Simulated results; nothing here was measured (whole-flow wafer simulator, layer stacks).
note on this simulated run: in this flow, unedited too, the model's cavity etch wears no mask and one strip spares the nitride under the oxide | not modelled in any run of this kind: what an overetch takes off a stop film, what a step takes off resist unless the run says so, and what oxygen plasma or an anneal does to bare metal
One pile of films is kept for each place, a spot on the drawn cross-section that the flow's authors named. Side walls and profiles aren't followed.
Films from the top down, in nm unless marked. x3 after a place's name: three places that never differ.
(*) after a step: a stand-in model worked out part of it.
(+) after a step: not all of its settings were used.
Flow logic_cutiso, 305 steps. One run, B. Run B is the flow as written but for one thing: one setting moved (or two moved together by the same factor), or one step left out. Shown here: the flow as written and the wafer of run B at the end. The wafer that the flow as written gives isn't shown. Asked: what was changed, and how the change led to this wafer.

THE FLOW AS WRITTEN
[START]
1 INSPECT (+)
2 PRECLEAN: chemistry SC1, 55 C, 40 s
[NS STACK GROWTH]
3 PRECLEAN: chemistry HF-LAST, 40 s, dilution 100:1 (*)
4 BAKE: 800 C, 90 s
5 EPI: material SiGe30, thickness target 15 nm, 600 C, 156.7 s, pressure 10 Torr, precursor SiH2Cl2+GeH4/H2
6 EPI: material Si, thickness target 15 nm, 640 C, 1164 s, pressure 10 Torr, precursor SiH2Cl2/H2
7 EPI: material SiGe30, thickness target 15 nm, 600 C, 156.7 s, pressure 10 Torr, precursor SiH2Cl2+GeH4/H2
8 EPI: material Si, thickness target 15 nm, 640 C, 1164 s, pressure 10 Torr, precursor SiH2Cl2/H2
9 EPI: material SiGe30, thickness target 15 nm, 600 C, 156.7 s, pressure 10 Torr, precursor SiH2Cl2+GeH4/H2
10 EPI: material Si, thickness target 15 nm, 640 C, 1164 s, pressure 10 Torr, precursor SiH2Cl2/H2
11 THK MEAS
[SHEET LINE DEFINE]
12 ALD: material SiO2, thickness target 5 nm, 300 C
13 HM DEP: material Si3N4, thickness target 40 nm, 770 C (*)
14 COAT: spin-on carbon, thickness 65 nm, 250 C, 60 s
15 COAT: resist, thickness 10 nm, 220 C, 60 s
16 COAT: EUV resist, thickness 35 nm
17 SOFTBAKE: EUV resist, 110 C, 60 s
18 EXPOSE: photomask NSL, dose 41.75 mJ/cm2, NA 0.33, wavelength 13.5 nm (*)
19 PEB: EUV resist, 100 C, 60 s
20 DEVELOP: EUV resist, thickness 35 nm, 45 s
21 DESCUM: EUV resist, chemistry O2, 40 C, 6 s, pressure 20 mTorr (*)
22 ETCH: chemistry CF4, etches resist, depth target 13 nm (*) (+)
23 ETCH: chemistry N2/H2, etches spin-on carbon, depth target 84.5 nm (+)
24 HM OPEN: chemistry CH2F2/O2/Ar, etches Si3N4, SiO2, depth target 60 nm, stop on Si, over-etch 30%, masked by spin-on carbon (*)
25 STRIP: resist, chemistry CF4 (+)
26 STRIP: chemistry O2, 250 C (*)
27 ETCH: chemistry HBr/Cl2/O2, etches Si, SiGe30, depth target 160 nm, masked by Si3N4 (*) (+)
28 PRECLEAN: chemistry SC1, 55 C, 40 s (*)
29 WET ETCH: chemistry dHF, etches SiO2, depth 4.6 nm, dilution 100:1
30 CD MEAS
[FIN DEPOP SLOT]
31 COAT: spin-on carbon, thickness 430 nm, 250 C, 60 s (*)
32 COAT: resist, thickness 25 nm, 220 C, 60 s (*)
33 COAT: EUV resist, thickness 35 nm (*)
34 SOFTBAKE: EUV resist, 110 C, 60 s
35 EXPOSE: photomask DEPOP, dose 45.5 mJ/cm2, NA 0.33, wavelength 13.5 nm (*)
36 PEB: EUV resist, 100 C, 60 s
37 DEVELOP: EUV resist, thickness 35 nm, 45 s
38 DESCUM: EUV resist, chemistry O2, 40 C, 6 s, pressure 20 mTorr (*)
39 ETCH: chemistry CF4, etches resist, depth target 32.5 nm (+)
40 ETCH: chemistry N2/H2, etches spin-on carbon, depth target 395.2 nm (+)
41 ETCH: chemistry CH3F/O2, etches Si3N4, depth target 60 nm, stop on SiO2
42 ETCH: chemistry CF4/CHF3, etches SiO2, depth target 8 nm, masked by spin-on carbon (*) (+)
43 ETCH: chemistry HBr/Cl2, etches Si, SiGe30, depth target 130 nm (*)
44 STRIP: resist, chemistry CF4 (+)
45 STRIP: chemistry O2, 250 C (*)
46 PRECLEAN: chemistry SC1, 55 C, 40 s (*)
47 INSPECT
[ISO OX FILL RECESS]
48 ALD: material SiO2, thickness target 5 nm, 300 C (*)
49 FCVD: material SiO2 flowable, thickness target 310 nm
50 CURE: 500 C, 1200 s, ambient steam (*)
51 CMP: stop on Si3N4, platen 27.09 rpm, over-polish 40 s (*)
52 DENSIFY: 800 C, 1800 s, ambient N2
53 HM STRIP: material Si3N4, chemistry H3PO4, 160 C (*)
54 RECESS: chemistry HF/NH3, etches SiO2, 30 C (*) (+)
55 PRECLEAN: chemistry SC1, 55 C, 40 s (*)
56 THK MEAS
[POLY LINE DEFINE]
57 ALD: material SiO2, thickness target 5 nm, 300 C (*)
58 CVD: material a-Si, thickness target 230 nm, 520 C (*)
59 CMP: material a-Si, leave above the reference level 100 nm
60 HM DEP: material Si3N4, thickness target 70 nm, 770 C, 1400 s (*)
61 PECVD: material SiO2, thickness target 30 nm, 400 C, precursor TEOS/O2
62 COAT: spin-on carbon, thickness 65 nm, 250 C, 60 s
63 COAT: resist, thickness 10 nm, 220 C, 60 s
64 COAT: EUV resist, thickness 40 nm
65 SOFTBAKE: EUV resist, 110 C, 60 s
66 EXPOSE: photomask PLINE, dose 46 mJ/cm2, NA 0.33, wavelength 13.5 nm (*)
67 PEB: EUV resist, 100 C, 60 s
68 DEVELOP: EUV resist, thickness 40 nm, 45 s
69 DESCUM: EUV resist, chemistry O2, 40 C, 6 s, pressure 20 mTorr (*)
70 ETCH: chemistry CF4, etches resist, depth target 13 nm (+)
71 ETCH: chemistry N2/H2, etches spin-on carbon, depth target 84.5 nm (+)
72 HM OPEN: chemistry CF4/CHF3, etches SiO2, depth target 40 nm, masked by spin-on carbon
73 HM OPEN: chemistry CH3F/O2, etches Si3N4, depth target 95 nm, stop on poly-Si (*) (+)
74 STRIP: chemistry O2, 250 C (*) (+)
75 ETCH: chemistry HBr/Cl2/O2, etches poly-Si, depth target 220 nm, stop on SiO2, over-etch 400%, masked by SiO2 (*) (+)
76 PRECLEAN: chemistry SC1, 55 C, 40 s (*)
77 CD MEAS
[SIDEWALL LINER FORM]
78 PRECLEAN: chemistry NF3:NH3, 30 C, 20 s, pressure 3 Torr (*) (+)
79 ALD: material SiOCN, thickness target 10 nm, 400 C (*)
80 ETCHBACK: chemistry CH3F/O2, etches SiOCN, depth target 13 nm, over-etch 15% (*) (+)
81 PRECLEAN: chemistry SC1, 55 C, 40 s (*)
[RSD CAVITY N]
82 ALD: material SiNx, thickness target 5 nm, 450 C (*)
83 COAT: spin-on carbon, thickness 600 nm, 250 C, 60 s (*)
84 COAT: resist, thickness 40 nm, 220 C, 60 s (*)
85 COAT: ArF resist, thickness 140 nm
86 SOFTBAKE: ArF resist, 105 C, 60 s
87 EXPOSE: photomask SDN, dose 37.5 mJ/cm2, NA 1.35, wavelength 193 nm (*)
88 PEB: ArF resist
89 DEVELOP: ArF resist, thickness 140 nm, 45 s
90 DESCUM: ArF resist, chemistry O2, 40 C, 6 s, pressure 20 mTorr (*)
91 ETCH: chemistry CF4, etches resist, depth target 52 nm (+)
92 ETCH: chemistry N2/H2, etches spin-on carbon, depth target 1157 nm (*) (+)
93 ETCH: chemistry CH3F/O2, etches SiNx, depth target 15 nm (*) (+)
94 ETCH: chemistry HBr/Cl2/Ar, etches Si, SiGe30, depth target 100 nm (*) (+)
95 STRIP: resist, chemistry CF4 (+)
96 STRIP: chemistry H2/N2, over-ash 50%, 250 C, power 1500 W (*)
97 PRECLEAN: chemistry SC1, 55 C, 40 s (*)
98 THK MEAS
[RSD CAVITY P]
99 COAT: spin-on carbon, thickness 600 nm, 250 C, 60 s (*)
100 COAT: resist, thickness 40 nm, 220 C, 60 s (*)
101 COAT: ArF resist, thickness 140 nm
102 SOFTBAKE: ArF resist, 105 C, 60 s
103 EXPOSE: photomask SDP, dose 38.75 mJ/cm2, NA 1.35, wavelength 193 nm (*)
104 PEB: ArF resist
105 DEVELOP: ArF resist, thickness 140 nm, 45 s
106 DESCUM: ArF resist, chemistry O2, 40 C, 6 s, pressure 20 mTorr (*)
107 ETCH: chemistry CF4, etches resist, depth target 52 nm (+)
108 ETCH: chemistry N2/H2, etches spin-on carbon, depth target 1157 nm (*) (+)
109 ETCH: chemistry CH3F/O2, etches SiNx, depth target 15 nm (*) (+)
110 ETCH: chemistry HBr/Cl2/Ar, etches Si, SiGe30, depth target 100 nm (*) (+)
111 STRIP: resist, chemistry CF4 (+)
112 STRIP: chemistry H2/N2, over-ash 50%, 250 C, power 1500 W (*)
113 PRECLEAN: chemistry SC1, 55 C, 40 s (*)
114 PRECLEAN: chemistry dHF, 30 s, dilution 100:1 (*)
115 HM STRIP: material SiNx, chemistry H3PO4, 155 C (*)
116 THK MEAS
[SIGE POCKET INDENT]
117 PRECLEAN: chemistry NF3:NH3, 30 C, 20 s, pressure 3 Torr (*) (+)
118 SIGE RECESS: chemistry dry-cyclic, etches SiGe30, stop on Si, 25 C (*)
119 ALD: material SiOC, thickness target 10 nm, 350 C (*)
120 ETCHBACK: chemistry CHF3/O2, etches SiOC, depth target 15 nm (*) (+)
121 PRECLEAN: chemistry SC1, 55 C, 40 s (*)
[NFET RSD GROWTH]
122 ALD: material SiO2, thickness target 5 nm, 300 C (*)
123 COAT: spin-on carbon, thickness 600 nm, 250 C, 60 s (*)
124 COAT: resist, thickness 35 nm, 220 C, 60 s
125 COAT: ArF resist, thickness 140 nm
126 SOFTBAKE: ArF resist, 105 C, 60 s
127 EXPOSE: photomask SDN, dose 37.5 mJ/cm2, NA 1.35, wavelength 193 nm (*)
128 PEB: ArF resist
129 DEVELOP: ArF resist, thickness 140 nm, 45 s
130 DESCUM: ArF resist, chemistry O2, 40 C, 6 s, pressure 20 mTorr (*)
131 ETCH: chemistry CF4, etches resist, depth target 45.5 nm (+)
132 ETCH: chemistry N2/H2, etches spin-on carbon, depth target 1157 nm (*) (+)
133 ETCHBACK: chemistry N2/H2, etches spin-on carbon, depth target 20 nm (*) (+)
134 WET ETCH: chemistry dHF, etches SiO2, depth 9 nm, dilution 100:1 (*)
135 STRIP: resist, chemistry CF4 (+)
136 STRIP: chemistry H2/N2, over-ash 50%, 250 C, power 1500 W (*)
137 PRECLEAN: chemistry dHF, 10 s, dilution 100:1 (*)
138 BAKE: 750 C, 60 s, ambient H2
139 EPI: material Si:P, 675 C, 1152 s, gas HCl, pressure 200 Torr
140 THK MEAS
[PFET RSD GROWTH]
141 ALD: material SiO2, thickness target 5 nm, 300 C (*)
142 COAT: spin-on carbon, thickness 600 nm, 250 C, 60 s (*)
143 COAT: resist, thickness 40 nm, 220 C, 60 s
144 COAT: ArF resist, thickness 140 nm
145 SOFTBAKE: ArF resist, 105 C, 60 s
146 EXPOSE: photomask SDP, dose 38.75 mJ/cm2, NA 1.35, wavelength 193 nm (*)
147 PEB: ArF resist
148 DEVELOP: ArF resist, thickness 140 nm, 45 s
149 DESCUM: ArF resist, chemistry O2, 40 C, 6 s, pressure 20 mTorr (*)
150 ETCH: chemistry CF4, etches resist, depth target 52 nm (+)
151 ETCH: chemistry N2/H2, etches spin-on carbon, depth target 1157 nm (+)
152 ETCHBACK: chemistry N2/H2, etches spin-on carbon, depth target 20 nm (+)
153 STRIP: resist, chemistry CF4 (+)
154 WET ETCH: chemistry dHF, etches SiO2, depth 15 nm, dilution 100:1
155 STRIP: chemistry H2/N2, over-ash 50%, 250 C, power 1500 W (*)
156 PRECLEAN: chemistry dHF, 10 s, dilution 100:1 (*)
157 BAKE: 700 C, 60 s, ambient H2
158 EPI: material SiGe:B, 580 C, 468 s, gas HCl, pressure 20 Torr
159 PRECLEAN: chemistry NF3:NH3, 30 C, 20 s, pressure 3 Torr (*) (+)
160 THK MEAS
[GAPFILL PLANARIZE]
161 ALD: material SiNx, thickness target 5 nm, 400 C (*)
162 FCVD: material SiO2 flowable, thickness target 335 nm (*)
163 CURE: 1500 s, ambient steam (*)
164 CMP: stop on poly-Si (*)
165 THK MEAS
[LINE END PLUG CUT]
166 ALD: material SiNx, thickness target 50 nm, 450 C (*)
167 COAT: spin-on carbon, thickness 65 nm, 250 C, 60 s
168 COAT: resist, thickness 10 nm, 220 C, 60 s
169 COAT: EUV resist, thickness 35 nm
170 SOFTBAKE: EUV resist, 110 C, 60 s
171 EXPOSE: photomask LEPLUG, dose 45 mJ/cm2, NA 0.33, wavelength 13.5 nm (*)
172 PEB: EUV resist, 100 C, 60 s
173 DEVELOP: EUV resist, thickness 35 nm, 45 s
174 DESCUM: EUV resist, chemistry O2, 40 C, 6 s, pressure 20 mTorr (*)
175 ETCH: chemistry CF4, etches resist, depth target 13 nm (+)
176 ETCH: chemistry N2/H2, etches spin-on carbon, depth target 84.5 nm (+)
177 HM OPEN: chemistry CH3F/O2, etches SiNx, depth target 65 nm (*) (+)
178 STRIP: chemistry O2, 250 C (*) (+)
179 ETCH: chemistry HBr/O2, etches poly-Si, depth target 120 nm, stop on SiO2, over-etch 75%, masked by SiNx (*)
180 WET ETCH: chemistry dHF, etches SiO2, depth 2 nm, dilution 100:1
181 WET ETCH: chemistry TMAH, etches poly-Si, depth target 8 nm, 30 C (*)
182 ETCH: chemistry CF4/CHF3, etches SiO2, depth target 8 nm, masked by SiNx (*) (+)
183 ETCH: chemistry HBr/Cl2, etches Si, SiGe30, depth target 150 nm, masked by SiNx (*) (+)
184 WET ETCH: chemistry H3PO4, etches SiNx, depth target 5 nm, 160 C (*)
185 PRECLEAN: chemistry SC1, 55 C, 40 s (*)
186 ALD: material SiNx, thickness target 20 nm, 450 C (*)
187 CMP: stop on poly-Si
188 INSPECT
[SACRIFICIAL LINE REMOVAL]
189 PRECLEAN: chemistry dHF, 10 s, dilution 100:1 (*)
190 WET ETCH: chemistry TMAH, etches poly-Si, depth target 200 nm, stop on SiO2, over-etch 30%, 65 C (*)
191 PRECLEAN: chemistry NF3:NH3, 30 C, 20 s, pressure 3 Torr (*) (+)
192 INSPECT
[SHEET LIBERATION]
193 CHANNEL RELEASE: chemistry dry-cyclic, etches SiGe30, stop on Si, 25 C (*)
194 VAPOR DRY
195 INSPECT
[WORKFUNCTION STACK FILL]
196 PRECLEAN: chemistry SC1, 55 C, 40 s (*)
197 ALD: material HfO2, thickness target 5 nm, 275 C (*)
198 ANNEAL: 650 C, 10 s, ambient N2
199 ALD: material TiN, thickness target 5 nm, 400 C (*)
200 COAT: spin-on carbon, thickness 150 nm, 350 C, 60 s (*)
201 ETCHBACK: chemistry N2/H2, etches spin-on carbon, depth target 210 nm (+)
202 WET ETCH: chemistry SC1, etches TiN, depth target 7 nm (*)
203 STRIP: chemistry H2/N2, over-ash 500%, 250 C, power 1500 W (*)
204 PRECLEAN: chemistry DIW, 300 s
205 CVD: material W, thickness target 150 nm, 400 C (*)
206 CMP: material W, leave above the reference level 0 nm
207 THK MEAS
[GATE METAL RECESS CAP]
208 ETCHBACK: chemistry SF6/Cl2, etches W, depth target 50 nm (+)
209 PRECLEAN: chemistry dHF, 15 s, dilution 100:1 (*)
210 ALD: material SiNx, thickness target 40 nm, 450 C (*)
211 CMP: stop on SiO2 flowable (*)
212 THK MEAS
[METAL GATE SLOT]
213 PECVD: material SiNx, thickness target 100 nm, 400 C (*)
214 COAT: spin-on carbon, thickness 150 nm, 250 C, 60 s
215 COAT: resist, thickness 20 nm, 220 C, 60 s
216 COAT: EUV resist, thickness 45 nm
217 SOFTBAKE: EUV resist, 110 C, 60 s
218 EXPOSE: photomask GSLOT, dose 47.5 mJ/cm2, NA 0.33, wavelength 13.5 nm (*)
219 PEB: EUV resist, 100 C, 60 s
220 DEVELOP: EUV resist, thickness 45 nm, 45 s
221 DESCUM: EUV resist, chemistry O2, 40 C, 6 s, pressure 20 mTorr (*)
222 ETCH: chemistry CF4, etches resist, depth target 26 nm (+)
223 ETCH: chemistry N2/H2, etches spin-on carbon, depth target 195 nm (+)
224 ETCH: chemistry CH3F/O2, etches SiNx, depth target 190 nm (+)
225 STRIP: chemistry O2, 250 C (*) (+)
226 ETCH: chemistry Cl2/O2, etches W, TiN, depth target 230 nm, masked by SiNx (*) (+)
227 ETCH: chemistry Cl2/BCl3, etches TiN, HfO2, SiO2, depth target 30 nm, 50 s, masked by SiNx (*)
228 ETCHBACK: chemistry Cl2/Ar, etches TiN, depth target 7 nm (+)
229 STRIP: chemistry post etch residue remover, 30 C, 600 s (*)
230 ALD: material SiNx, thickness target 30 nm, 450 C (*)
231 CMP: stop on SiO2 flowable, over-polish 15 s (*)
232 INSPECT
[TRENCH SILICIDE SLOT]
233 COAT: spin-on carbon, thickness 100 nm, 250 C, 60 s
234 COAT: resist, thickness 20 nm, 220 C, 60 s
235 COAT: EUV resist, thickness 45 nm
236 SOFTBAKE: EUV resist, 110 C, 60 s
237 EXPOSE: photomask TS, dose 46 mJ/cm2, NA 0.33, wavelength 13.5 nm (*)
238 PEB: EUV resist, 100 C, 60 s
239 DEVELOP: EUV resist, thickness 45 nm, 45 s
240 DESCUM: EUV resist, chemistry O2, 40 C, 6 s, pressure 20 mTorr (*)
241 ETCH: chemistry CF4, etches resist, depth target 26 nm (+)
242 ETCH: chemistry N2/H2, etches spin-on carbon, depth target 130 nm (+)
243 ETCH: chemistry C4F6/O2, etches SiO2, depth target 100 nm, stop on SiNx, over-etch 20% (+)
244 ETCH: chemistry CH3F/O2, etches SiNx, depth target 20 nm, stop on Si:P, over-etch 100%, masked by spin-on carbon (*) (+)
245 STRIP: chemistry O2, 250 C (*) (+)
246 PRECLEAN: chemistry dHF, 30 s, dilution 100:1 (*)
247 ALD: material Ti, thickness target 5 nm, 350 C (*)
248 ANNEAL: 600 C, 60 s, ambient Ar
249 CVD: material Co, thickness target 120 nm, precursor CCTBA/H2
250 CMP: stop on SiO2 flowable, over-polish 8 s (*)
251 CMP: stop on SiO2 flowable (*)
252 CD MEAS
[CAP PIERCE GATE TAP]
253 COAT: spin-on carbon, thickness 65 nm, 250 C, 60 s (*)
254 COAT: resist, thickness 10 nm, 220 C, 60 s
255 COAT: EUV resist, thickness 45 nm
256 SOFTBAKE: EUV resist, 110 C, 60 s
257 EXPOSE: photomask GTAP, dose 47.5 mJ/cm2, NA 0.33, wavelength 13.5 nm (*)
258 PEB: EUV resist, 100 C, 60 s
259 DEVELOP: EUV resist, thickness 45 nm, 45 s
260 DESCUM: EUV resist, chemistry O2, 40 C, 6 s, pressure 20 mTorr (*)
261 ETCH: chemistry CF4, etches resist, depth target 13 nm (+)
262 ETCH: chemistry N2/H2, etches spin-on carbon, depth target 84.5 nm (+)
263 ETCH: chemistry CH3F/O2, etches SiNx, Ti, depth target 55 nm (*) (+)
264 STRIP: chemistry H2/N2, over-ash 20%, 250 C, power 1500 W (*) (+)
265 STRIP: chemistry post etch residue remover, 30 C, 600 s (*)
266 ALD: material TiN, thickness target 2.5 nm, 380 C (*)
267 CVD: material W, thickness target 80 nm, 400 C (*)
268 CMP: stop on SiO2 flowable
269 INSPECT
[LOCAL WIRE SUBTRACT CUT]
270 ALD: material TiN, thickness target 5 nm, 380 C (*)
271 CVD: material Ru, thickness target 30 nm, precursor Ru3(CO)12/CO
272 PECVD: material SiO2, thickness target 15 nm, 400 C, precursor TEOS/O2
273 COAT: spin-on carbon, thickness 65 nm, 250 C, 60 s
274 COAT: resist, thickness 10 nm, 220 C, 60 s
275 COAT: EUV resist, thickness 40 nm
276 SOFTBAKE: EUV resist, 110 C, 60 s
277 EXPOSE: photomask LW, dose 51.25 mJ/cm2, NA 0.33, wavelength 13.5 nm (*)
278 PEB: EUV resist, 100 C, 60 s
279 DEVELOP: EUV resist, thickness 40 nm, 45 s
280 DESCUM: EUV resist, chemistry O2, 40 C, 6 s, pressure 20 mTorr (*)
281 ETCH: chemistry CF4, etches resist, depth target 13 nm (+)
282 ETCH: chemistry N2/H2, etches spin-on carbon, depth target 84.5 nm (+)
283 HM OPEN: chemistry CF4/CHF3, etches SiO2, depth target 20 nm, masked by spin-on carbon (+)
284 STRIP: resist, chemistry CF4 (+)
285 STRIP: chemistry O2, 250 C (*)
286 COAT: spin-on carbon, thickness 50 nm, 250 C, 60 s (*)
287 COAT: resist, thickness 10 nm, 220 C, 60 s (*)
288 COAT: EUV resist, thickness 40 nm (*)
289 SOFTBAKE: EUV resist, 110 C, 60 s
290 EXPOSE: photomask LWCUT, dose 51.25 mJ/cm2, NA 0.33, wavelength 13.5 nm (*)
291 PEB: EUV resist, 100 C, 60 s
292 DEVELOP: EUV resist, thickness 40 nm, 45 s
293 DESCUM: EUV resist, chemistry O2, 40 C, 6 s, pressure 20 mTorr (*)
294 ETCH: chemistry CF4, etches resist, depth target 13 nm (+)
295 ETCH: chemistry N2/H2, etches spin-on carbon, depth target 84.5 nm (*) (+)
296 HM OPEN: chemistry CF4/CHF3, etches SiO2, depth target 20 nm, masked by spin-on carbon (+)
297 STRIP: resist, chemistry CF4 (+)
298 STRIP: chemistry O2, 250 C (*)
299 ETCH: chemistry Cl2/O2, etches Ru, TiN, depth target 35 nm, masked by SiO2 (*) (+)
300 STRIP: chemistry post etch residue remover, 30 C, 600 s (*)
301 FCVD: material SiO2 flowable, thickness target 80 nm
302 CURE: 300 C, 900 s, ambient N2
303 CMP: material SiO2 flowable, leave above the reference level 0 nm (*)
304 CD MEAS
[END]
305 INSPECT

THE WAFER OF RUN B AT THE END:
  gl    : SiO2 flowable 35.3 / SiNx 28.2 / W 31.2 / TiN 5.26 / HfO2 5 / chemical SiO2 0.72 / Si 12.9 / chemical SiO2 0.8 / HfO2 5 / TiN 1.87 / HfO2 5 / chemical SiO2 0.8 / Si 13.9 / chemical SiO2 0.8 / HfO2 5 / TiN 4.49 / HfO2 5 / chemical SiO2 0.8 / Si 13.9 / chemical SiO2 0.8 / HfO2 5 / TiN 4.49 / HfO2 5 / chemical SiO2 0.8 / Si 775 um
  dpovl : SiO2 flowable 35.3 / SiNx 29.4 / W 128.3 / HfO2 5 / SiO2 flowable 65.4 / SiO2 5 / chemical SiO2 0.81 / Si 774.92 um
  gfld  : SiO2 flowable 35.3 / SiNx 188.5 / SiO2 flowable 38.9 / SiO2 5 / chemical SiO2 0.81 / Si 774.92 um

The cause: step 9, EPI: 129.3 s was run, where the flow has 156.7 s.

How the change led to this, step by step:
  9 EPI: material SiGe30, thickness target 15 nm, 600 C, 156.7 s, pressure 10 Torr, precursor SiH2Cl2+GeH4/H2
      depop, dpovl, gfld and 19 more: SiGe30 +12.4 (new film) (as written it would be: SiGe30 +15 (new film))
  27 ETCH: chemistry HBr/Cl2/O2, etches Si, SiGe30, depth target 160 nm, masked by Si3N4 (*) (+)
      gfld, gxf, iso, lnri: chemical SiO2 -0.79 (all of it), Si -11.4 (all of it), SiGe30 -12.4 (all of it), Si -15 (all of it), SiGe30 -15 (all of it), Si -15 (all of it), SiGe30 -15 (all of it), Si -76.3 (as written it would be: chemical SiO2 -0.79 (all of it), Si -11.4 (all of it), SiGe30 -15 (all of it), Si -15 (all of it), SiGe30 -15 (all of it), Si -15 (all of it), SiGe30 -15 (all of it), Si -73.6)
      dpovl, nsgap: chemical SiO2 -0.79 (all of it), Si -11.8 (all of it), SiGe30 -12.4 (all of it), Si -15 (all of it), SiGe30 -15 (all of it), Si -15 (all of it), SiGe30 -15 (all of it), Si -75.9 (as written it would be: chemical SiO2 -0.79 (all of it), Si -11.8 (all of it), SiGe30 -15 (all of it), Si -15 (all of it), SiGe30 -15 (all of it), Si -15 (all of it), SiGe30 -15 (all of it), Si -73.2)
      (and at 1 more place)
  43 ETCH: chemistry HBr/Cl2, etches Si, SiGe30, depth target 130 nm (*)
      depop: Si -14 (all of it), SiGe30 -12.4 (all of it), Si -15 (all of it), SiGe30 -15 (all of it), Si -15 (all of it), SiGe30 -15 (all of it), Si -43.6 (as written it would be: Si -14 (all of it), SiGe30 -15 (all of it), Si -15 (all of it), SiGe30 -15 (all of it), Si -15 (all of it), SiGe30 -15 (all of it), Si -41)
  94 ETCH: chemistry HBr/Cl2/Ar, etches Si, SiGe30, depth target 100 nm (*) (+)
      rsdn, rsdx: chemical SiO2 -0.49 (all of it), Si -12.8 (all of it), SiGe30 -12.4 (all of it), Si -15 (all of it), SiGe30 -15 (all of it), Si -15 (all of it), SiGe30 -15 (all of it), Si -14.8 (as written it would be: chemical SiO2 -0.49 (all of it), Si -12.8 (all of it), SiGe30 -15 (all of it), Si -15 (all of it), SiGe30 -15 (all of it), Si -15 (all of it), SiGe30 -15 (all of it), Si -12.2)
  110 ETCH: chemistry HBr/Cl2/Ar, etches Si, SiGe30, depth target 100 nm (*) (+)
      rsdp, rsdw: chemical SiO2 -0.49 (all of it), Si -12.8 (all of it), SiGe30 -12.4 (all of it), Si -15 (all of it), SiGe30 -15 (all of it), Si -15 (all of it), SiGe30 -15 (all of it), Si -14.8 (as written it would be: chemical SiO2 -0.49 (all of it), Si -12.8 (all of it), SiGe30 -15 (all of it), Si -15 (all of it), SiGe30 -15 (all of it), Si -15 (all of it), SiGe30 -15 (all of it), Si -12.2)
  118 SIGE RECESS: chemistry dry-cyclic, etches SiGe30, stop on Si, 25 C (*)
      lnr, lnrp, lnrt: SiOCN -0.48, Si -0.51, cavity +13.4 (new film), SiGe30 -12.4 (all of it), Si -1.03, cavity +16 (new film), SiGe30 -15 (all of it), Si -1.03, cavity +16 (new film), SiGe30 -15 (all of it), Si -0.51 (as written it would be: SiOCN -0.48, Si -0.51, cavity +16 (new film), SiGe30 -15 (all of it), Si -1.03, cavity +16 (new film), SiGe30 -15 (all of it), Si -1.03, cavity +16 (new film), SiGe30 -15 (all of it), Si -0.51)
  119 ALD: material SiOC, thickness target 10 nm, 350 C (*)
      lnr, lnrp, lnrt: SiOC +10 (new film), SiOC +13.4 (new film), cavity -13.4 (all of it), SiOC +16 (new film), cavity -16 (all of it), SiOC +16 (new film), cavity -16 (all of it) (as written it would be: SiOC +10 (new film), SiOC +16 (new film), cavity -16 (all of it), SiOC +16 (new film), cavity -16 (all of it), SiOC +16 (new film), cavity -16 (all of it))
  183 ETCH: chemistry HBr/Cl2, etches Si, SiGe30, depth target 150 nm, masked by SiNx (*) (+)
      plug: Si -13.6 (all of it), SiGe30 -12.4 (all of it), Si -15 (all of it), SiGe30 -15 (all of it), Si -15 (all of it), SiGe30 -15 (all of it), Si -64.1 (as written it would be: Si -13.6 (all of it), SiGe30 -15 (all of it), Si -15 (all of it), SiGe30 -15 (all of it), Si -15 (all of it), SiGe30 -15 (all of it), Si -61.4)
  193 CHANNEL RELEASE: chemistry dry-cyclic, etches SiGe30, stop on Si, 25 C (*)
      gl, glp, gxn, gxp, ns, tap: chemical SiO2 +0.8 (new film), Si -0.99, chemical SiO2 +0.8 (new film), cavity +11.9 (new film), chemical SiO2 +0.8 (new film), SiGe30 -12.4 (all of it), Si -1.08, chemical SiO2 +0.8 (new film), cavity +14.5 (new film), chemical SiO2 +0.8 (new film), SiGe30 -15 (all of it), Si -1.08, chemical SiO2 +0.8 (new film), cavity +14.5 (new film), chemical SiO2 +0.8 (new film), SiGe30 -15 (all of it), Si -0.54 (as written it would be: chemical SiO2 +0.8 (new film), Si -0.99, chemical SiO2 +0.8 (new film), cavity +14.5 (new film), chemical SiO2 +0.8 (new film), SiGe30 -15 (all of it), Si -1.08, chemical SiO2 +0.8 (new film), cavity +14.5 (new film), chemical SiO2 +0.8 (new film), SiGe30 -15 (all of it), Si -1.08, chemical SiO2 +0.8 (new film), cavity +14.5 (new film), chemical SiO2 +0.8 (new film), SiGe30 -15 (all of it), Si -0.54)
  199 ALD: material TiN, thickness target 5 nm, 400 C (*)
      gl, glp, tap: TiN +5.26 (new film), TiN +1.87 (new film), cavity -1.87 (all of it), TiN +4.49 (new film), cavity -4.49 (all of it), TiN +4.49 (new film), cavity -4.49 (all of it) (as written it would be: TiN +5.26 (new film), TiN +4.49 (new film), cavity -4.49 (all of it), TiN +4.49 (new film), cavity -4.49 (all of it), TiN +4.49 (new film), cavity -4.49 (all of it))
      gxn, gxp, ns: TiN +5 (new film), TiN +1.87 (new film), cavity -1.87 (all of it), TiN +4.49 (new film), cavity -4.49 (all of it), TiN +4.49 (new film), cavity -4.49 (all of it) (as written it would be: TiN +5 (new film), TiN +4.49 (new film), cavity -4.49 (all of it), TiN +4.49 (new film), cavity -4.49 (all of it), TiN +4.49 (new film), cavity -4.49 (all of it))
